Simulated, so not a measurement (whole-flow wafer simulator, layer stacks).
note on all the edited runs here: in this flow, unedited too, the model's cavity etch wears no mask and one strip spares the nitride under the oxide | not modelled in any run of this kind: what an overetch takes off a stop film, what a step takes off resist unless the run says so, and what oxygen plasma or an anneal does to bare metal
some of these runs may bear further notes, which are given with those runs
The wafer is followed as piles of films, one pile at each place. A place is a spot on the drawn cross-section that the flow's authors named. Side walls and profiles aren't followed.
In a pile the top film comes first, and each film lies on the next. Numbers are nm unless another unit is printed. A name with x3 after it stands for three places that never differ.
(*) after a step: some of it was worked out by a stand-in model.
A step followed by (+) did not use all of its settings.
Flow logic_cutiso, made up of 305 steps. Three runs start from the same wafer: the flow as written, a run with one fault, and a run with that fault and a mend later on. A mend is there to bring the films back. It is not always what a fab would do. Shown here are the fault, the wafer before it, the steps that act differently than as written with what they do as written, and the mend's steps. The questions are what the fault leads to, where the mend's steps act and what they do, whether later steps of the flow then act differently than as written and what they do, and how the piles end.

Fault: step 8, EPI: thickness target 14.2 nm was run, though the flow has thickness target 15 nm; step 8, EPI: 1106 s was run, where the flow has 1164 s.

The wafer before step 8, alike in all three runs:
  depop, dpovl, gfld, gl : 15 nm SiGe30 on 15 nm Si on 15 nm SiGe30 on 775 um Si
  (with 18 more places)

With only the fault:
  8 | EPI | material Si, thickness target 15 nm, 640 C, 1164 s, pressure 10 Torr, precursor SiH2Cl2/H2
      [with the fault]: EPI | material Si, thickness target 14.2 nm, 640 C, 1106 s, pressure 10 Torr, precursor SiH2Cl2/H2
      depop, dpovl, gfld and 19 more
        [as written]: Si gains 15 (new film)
        [with the fault]: Si gains 14.3 (new film)
  Steps further on in the flow that do not act as written (not shown: 1 more step that differs only slightly, by at most 2% or 0.5 nm, whichever is larger):
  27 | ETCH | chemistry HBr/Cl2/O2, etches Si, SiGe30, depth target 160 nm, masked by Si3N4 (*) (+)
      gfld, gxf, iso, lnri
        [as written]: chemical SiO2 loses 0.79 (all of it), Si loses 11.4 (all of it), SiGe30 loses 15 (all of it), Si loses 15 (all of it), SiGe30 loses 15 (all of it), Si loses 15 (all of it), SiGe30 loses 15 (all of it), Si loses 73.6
        [with the fault]: chemical SiO2 loses 0.79 (all of it), Si loses 11.4 (all of it), SiGe30 loses 15 (all of it), Si loses 14.3 (all of it), SiGe30 loses 15 (all of it), Si loses 15 (all of it), SiGe30 loses 15 (all of it), Si loses 74.4
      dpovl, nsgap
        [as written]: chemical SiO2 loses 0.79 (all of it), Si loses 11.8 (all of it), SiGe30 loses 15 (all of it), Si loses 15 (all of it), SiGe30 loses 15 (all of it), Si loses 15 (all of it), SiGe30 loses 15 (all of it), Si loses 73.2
        [with the fault]: chemical SiO2 loses 0.79 (all of it), Si loses 11.8 (all of it), SiGe30 loses 15 (all of it), Si loses 14.3 (all of it), SiGe30 loses 15 (all of it), Si loses 15 (all of it), SiGe30 loses 15 (all of it), Si loses 74
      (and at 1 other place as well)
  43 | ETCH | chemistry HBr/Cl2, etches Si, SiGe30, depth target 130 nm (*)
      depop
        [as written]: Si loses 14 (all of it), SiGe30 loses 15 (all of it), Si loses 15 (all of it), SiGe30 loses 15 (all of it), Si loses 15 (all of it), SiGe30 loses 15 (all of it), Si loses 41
        [with the fault]: Si loses 14 (all of it), SiGe30 loses 15 (all of it), Si loses 14.3 (all of it), SiGe30 loses 15 (all of it), Si loses 15 (all of it), SiGe30 loses 15 (all of it), Si loses 41.7
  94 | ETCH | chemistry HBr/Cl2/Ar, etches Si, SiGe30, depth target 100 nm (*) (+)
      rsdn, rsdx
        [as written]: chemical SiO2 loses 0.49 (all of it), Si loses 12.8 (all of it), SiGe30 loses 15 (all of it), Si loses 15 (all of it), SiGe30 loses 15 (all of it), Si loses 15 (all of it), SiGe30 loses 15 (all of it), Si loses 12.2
        [with the fault]: chemical SiO2 loses 0.49 (all of it), Si loses 12.8 (all of it), SiGe30 loses 15 (all of it), Si loses 14.3 (all of it), SiGe30 loses 15 (all of it), Si loses 15 (all of it), SiGe30 loses 15 (all of it), Si loses 12.9
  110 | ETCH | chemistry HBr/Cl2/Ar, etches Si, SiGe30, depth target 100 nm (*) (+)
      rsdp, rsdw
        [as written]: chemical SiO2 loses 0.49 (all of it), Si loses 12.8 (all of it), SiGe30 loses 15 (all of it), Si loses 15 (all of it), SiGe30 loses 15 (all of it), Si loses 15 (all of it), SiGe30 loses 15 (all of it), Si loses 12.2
        [with the fault]: chemical SiO2 loses 0.49 (all of it), Si loses 12.8 (all of it), SiGe30 loses 15 (all of it), Si loses 14.3 (all of it), SiGe30 loses 15 (all of it), Si loses 15 (all of it), SiGe30 loses 15 (all of it), Si loses 12.9
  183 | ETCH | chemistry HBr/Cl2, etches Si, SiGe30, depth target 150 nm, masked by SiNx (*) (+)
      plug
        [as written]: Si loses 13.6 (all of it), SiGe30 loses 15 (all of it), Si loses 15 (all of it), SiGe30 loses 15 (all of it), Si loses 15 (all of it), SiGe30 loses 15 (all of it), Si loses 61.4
        [with the fault]: Si loses 13.6 (all of it), SiGe30 loses 15 (all of it), Si loses 14.3 (all of it), SiGe30 loses 15 (all of it), Si loses 15 (all of it), SiGe30 loses 15 (all of it), Si loses 62.2
  At gl, glp, gxn and 6 more, the piles at the end differ from the flow's by more than 2% or 0.5 nm, whichever is larger.
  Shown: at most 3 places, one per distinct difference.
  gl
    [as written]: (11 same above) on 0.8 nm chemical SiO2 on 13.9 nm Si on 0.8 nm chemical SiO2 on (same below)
    [with the fault]: (11 same above) on 0.8 nm chemical SiO2 on 13.2 nm Si on 0.8 nm chemical SiO2 on (same below)
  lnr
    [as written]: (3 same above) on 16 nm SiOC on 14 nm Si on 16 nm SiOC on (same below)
    [with the fault]: (3 same above) on 16 nm SiOC on 13.2 nm Si on 16 nm SiOC on (same below)
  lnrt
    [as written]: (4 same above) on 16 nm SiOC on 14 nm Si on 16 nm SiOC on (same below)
    [with the fault]: (4 same above) on 16 nm SiOC on 13.2 nm Si on 16 nm SiOC on (same below)

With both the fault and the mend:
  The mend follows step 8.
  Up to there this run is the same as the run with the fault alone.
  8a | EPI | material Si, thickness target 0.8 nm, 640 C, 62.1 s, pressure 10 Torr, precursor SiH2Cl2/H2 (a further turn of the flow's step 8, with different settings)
      depop, dpovl, gfld and 19 more
        Si gains 0.8
  Steps further on in the flow that do not act as written (not shown: 29 more steps that differ only slightly, by at most 2% or 0.5 nm, whichever is larger):
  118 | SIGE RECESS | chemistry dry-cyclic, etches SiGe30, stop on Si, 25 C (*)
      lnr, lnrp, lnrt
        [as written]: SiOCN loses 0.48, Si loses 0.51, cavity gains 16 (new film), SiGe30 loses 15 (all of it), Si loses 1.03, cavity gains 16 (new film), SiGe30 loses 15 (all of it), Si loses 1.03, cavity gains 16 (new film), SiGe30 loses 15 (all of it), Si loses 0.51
        [with the mend]: under 1 film: Si loses 0.51, cavity gains 16 (new film), SiGe30 loses 15 (all of it), Si loses 1.31, cavity gains 16 (new film), SiGe30 loses 15 (all of it), Si loses 1.03, cavity gains 16 (new film), SiGe30 loses 15 (all of it), Si loses 0.51
  When the end is reached, the piles differ only a little from the flow's at the places that both follow, at most by 2% or 0.5 nm, whichever is larger.
